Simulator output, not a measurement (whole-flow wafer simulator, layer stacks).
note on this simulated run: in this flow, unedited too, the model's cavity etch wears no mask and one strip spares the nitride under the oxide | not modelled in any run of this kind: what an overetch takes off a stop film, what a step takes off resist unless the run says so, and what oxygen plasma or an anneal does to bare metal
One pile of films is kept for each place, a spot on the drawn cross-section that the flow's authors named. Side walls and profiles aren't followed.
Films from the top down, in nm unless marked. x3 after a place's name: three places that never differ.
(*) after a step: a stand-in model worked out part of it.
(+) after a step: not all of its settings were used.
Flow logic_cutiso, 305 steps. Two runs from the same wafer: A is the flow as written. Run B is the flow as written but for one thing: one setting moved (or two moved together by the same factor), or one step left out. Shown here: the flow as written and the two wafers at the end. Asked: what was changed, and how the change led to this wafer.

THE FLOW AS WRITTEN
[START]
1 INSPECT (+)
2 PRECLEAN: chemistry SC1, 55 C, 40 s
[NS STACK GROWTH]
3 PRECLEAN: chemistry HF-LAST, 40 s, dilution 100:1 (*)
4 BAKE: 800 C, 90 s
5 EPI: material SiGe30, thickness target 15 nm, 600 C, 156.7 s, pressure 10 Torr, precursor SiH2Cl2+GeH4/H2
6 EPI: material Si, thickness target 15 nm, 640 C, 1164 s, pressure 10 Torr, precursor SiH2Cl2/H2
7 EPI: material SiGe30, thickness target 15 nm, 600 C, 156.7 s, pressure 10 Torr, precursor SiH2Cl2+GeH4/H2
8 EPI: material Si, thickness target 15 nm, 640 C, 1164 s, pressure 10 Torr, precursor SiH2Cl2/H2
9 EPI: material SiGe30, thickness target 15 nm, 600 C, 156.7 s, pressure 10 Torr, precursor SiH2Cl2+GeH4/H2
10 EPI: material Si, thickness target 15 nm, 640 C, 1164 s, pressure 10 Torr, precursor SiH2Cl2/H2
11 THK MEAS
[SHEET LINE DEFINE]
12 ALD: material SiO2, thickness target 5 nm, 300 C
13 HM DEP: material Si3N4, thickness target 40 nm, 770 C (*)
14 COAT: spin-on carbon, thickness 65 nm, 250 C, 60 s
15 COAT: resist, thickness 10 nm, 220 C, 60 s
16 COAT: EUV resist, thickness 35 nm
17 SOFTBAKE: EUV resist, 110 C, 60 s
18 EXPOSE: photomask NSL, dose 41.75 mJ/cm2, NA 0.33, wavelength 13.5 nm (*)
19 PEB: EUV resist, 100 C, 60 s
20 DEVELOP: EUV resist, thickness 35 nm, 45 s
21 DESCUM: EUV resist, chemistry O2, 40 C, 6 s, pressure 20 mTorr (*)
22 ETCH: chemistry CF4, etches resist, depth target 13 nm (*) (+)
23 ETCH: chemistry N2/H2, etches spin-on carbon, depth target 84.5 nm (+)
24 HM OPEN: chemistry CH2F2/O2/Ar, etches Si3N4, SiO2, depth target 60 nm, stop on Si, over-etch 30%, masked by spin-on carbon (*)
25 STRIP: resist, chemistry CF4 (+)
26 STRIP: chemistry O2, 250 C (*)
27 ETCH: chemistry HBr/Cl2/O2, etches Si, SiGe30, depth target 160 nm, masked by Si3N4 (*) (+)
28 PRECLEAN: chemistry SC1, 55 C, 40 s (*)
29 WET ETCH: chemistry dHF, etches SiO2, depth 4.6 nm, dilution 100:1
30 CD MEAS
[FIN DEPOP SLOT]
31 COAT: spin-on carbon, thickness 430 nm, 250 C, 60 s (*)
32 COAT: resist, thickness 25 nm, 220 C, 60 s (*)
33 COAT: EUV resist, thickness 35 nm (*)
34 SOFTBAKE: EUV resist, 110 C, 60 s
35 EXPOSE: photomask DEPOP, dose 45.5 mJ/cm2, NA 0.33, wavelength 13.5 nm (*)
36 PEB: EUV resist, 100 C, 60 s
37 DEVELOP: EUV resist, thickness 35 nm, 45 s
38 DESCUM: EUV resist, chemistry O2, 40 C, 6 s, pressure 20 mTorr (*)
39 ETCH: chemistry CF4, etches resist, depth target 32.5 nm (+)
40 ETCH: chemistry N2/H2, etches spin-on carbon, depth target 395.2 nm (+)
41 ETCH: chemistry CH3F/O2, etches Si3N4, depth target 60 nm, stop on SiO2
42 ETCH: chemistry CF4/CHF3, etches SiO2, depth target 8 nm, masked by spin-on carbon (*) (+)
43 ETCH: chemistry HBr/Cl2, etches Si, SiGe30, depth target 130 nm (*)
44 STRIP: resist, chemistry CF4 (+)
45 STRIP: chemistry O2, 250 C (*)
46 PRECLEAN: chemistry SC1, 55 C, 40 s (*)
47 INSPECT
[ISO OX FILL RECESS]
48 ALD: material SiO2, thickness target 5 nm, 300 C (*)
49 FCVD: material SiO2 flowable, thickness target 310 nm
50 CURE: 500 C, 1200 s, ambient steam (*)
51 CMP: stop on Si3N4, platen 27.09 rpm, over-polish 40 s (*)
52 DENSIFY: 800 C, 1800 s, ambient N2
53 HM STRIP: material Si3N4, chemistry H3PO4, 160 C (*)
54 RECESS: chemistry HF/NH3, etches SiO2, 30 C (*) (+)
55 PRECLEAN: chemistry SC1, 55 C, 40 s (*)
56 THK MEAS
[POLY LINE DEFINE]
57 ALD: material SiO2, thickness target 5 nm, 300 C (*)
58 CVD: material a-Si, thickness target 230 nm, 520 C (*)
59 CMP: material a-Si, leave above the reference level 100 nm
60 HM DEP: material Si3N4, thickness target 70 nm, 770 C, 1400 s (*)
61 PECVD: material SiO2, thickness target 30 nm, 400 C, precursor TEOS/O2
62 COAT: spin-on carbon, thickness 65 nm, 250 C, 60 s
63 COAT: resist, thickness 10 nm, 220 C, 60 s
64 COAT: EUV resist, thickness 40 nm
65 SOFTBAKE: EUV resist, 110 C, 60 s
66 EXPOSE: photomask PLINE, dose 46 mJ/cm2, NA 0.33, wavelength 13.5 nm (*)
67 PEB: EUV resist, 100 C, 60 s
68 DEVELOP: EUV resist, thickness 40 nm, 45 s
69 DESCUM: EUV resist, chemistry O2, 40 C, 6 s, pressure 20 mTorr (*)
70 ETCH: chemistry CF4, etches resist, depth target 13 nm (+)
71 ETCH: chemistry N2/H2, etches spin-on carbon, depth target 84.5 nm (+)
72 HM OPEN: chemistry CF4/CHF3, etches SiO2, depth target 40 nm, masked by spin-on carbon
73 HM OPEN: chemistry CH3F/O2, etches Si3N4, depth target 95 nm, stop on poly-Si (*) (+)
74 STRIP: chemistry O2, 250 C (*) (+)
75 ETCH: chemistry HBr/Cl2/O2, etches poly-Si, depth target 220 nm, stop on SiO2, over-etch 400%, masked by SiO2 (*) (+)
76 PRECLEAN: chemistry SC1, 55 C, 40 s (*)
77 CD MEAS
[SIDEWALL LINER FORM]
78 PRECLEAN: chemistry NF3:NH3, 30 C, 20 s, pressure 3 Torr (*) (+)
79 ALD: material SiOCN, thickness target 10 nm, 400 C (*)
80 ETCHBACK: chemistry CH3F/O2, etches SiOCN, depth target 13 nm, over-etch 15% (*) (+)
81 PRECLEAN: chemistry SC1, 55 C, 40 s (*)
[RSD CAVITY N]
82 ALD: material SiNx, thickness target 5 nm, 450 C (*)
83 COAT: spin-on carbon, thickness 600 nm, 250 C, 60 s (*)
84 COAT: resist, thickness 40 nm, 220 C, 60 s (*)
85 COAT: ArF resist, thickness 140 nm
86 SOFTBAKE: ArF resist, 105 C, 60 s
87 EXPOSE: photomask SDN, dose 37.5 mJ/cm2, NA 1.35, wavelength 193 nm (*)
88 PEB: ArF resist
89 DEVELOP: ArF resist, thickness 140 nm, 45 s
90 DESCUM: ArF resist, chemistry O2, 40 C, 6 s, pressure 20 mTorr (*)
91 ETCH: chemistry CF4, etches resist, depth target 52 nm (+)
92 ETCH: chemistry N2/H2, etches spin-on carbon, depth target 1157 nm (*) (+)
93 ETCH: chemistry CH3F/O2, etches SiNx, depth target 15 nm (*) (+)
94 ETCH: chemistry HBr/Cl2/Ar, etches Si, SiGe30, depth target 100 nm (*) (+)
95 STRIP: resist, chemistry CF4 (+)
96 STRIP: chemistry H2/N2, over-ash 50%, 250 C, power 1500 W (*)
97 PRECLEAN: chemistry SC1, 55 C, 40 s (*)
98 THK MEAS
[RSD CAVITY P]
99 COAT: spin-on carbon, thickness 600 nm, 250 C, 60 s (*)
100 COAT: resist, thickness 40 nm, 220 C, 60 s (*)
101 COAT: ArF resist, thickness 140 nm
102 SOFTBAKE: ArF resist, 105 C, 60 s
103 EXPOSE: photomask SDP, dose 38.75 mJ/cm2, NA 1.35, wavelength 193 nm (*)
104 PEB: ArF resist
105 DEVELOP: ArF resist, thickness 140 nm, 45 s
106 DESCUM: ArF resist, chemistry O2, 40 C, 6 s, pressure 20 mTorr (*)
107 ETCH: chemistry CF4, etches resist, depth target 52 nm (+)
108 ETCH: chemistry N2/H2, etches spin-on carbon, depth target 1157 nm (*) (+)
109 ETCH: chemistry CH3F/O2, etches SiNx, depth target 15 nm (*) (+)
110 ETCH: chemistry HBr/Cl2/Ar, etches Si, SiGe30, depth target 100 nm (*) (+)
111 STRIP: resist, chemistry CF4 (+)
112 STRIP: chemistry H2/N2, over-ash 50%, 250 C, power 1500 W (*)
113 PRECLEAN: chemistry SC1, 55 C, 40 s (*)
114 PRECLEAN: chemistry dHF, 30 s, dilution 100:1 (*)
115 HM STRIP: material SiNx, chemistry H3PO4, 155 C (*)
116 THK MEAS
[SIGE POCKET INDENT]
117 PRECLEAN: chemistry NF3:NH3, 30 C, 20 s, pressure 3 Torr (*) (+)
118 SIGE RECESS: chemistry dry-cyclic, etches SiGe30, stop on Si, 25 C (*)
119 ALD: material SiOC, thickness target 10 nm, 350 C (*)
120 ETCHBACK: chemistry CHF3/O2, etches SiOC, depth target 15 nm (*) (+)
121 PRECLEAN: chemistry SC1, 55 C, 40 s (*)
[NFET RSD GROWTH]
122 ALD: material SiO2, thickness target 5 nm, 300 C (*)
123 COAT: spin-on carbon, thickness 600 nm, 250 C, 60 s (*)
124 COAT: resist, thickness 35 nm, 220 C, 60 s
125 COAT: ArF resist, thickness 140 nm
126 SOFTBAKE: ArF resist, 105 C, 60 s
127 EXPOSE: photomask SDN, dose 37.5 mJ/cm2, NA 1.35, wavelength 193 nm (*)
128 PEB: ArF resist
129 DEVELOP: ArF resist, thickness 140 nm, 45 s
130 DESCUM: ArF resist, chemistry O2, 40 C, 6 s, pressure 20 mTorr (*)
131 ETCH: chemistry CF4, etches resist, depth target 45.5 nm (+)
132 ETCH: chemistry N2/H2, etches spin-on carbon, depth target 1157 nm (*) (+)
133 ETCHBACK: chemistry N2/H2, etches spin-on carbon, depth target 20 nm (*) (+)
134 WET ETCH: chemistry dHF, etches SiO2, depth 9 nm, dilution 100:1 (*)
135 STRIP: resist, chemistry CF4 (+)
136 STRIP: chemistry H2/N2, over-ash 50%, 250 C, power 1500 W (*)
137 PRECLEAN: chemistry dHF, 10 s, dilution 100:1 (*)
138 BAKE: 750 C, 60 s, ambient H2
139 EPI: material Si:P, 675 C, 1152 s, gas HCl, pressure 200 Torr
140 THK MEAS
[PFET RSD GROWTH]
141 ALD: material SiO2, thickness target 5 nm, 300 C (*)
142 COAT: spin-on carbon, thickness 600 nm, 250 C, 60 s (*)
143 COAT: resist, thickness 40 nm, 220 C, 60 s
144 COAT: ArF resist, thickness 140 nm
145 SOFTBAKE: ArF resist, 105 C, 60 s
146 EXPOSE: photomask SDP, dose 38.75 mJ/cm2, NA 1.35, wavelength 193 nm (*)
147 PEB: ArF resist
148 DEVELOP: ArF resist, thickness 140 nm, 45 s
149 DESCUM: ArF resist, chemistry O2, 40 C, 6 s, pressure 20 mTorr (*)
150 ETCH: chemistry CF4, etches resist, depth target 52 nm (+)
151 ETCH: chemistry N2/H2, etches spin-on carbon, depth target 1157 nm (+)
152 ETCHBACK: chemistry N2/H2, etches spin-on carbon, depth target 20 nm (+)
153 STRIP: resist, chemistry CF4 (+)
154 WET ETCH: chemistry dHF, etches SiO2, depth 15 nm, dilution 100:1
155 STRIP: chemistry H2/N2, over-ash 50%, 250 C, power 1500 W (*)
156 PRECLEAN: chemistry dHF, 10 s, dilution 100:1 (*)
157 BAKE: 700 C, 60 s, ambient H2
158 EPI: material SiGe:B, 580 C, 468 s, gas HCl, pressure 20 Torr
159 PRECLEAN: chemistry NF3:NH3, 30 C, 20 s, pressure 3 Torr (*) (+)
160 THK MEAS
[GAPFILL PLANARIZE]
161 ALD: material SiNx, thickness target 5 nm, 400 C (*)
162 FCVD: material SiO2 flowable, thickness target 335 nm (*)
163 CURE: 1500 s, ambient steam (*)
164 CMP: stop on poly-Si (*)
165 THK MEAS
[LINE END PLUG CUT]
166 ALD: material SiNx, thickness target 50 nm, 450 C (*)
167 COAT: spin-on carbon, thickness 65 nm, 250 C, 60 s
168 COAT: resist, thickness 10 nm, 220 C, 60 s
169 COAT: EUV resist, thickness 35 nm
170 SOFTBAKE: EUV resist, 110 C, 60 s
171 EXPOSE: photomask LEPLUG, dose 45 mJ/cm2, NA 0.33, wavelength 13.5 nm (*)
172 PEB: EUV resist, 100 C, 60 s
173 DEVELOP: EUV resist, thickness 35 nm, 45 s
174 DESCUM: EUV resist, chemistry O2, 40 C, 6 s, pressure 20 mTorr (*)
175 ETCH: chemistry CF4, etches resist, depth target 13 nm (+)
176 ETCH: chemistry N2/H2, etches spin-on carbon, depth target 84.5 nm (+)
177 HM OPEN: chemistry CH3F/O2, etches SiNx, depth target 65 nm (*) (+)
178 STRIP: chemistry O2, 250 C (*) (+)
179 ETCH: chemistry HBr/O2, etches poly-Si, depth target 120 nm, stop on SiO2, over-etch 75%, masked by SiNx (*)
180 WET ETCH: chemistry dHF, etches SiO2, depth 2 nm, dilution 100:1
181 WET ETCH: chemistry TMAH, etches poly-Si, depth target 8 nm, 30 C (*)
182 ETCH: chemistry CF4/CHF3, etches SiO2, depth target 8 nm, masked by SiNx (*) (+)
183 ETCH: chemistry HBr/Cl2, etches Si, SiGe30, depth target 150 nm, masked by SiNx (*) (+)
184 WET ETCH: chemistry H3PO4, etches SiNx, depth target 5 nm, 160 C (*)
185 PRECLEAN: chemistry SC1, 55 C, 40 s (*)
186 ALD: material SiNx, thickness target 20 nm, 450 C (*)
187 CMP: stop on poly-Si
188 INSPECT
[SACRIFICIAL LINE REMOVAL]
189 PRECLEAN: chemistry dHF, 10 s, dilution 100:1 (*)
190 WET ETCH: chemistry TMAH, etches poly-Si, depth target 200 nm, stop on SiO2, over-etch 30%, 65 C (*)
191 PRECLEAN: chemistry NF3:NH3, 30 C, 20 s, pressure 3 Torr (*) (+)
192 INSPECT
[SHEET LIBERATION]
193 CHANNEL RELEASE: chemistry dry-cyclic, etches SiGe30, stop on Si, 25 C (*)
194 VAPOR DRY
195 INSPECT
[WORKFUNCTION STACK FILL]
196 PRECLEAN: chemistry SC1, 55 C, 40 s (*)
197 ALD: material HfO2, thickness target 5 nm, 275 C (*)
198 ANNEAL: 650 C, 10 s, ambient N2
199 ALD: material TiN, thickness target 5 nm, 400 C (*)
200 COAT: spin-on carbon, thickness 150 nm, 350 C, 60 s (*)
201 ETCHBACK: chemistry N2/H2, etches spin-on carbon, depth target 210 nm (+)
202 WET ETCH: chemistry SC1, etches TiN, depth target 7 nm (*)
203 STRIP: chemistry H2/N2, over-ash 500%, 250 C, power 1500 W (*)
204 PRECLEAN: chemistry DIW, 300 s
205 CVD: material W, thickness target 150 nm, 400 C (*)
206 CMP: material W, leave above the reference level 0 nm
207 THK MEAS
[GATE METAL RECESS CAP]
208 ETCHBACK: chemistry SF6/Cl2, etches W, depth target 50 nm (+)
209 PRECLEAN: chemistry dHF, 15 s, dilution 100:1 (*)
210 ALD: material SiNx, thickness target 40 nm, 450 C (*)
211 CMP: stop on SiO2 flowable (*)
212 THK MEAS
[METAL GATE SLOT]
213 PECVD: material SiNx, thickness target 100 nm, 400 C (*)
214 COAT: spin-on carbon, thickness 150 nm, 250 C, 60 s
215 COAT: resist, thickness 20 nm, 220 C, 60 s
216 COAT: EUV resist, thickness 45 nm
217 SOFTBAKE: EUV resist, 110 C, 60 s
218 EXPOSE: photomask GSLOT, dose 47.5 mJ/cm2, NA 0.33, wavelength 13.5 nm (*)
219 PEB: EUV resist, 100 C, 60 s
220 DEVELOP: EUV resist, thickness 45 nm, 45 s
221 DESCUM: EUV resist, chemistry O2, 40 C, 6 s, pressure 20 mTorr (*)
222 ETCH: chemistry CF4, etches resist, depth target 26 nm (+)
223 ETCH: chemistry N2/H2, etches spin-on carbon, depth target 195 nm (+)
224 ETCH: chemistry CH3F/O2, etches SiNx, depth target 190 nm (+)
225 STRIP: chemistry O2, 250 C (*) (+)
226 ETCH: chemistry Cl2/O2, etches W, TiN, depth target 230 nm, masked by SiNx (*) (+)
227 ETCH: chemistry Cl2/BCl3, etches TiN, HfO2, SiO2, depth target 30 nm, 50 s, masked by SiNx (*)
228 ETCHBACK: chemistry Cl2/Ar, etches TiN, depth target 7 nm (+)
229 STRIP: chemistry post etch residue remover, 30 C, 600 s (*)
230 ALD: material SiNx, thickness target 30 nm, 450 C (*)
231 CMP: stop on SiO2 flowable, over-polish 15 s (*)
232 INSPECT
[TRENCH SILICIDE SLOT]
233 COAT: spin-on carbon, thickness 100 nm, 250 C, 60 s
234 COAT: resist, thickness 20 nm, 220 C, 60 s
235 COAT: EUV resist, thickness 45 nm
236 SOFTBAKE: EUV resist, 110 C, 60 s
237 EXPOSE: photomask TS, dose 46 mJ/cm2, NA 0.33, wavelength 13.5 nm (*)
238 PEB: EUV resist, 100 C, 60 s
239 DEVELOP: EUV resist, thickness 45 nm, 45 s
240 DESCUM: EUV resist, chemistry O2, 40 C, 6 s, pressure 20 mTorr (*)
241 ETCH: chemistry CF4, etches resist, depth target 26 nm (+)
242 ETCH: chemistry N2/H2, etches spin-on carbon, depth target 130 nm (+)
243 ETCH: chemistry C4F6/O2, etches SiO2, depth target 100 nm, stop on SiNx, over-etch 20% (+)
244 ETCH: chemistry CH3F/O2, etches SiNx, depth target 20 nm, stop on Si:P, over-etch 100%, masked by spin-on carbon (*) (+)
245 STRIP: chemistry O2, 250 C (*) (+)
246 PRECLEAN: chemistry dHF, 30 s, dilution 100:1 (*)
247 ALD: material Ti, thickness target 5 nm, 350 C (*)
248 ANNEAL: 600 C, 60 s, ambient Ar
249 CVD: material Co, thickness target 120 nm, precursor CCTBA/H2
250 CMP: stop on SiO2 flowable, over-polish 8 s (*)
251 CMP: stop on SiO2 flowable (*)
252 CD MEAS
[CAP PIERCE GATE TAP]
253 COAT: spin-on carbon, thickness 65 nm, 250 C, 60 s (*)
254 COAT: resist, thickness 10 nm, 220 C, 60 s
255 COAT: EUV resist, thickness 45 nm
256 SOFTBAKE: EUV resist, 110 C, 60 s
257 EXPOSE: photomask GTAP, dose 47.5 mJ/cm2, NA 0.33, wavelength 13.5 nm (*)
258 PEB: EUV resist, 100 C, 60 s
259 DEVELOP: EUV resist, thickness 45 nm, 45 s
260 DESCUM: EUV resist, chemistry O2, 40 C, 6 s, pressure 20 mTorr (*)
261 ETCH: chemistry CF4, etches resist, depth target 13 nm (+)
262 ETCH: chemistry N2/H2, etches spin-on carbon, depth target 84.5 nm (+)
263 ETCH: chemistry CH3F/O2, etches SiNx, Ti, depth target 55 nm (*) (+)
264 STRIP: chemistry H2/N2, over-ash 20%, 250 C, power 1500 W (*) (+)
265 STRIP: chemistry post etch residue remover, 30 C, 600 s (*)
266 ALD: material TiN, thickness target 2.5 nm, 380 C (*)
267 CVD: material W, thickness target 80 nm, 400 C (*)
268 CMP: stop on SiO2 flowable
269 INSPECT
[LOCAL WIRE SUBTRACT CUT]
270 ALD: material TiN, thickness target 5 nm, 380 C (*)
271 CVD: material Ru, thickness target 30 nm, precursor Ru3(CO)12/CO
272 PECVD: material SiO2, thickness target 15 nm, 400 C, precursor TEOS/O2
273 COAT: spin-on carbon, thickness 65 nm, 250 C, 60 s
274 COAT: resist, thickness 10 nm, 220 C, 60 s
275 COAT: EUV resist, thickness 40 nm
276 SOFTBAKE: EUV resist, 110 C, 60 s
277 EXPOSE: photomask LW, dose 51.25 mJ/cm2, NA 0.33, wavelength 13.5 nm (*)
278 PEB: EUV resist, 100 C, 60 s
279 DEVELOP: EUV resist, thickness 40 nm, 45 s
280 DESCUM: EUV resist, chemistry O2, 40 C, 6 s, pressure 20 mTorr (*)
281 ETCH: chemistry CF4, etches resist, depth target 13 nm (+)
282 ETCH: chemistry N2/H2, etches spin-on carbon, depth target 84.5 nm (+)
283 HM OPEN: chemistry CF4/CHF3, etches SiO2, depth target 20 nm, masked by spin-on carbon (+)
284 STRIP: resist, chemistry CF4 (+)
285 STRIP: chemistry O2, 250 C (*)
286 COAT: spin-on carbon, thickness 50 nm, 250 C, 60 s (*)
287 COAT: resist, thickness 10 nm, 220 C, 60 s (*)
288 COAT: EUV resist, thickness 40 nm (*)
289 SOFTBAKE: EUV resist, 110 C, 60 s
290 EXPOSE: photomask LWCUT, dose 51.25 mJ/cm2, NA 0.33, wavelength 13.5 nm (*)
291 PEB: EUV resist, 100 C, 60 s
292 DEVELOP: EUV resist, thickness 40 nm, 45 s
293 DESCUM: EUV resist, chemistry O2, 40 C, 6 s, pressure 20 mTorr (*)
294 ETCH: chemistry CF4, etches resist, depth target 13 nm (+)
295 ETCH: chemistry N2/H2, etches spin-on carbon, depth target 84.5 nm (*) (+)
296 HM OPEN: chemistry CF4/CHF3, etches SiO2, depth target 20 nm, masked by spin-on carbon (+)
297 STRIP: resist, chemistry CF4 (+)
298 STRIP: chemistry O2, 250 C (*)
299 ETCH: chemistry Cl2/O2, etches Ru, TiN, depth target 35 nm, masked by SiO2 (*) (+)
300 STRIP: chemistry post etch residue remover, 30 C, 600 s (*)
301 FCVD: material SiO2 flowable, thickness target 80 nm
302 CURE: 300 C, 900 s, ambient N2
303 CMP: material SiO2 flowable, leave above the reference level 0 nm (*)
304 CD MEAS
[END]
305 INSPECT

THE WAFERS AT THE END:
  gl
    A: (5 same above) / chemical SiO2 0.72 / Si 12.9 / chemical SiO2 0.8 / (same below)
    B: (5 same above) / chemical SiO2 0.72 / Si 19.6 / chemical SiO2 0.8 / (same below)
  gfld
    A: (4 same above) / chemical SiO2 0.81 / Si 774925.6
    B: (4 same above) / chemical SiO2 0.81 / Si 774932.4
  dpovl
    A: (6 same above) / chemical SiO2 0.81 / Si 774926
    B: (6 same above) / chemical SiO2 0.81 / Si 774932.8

The cause: step 10, EPI: thickness target 21.8 nm was run, where the flow has thickness target 15 nm; step 10, EPI: 1688 s was run, where the flow has 1164 s.

How the change led to this, step by step:
  10 EPI: material Si, thickness target 15 nm, 640 C, 1164 s, pressure 10 Torr, precursor SiH2Cl2/H2
      depop, dpovl, gfld and 19 more: A Si +15 (new film) | B Si +21.8 (new film)
  27 ETCH: chemistry HBr/Cl2/O2, etches Si, SiGe30, depth target 160 nm, masked by Si3N4 (*) (+)
      gfld, gxf, iso, lnri: A chemical SiO2 -0.79 (all of it), Si -11.4 (all of it), SiGe30 -15 (all of it), Si -15 (all of it), SiGe30 -15 (all of it), Si -15 (all of it), SiGe30 -15 (all of it), Si -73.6 | B chemical SiO2 -0.79 (all of it), Si -18.1 (all of it), SiGe30 -15 (all of it), Si -15 (all of it), SiGe30 -15 (all of it), Si -15 (all of it), SiGe30 -15 (all of it), Si -66.9
      dpovl, nsgap: A chemical SiO2 -0.79 (all of it), Si -11.8 (all of it), SiGe30 -15 (all of it), Si -15 (all of it), SiGe30 -15 (all of it), Si -15 (all of it), SiGe30 -15 (all of it), Si -73.2 | B chemical SiO2 -0.79 (all of it), Si -18.5 (all of it), SiGe30 -15 (all of it), Si -15 (all of it), SiGe30 -15 (all of it), Si -15 (all of it), SiGe30 -15 (all of it), Si -66.5
      (and at 1 more place)
  43 ETCH: chemistry HBr/Cl2, etches Si, SiGe30, depth target 130 nm (*)
      depop: A Si -14 (all of it), SiGe30 -15 (all of it), Si -15 (all of it), SiGe30 -15 (all of it), Si -15 (all of it), SiGe30 -15 (all of it), Si -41 | B Si -20.8 (all of it), SiGe30 -15 (all of it), Si -15 (all of it), SiGe30 -15 (all of it), Si -15 (all of it), SiGe30 -15 (all of it), Si -34.2
  94 ETCH: chemistry HBr/Cl2/Ar, etches Si, SiGe30, depth target 100 nm (*) (+)
      rsdn, rsdx: A chemical SiO2 -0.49 (all of it), Si -12.8 (all of it), SiGe30 -15 (all of it), Si -15 (all of it), SiGe30 -15 (all of it), Si -15 (all of it), SiGe30 -15 (all of it), Si -12.2 | B chemical SiO2 -0.49 (all of it), Si -19.6 (all of it), SiGe30 -15 (all of it), Si -15 (all of it), SiGe30 -15 (all of it), Si -15 (all of it), SiGe30 -15 (all of it), Si -5.41
  110 ETCH: chemistry HBr/Cl2/Ar, etches Si, SiGe30, depth target 100 nm (*) (+)
      rsdp, rsdw: A chemical SiO2 -0.49 (all of it), Si -12.8 (all of it), SiGe30 -15 (all of it), Si -15 (all of it), SiGe30 -15 (all of it), Si -15 (all of it), SiGe30 -15 (all of it), Si -12.2 | B chemical SiO2 -0.49 (all of it), Si -19.6 (all of it), SiGe30 -15 (all of it), Si -15 (all of it), SiGe30 -15 (all of it), Si -15 (all of it), SiGe30 -15 (all of it), Si -5.41
  183 ETCH: chemistry HBr/Cl2, etches Si, SiGe30, depth target 150 nm, masked by SiNx (*) (+)
      plug: A Si -13.6 (all of it), SiGe30 -15 (all of it), Si -15 (all of it), SiGe30 -15 (all of it), Si -15 (all of it), SiGe30 -15 (all of it), Si -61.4 | B Si -20.3 (all of it), SiGe30 -15 (all of it), Si -15 (all of it), SiGe30 -15 (all of it), Si -15 (all of it), SiGe30 -15 (all of it), Si -54.7
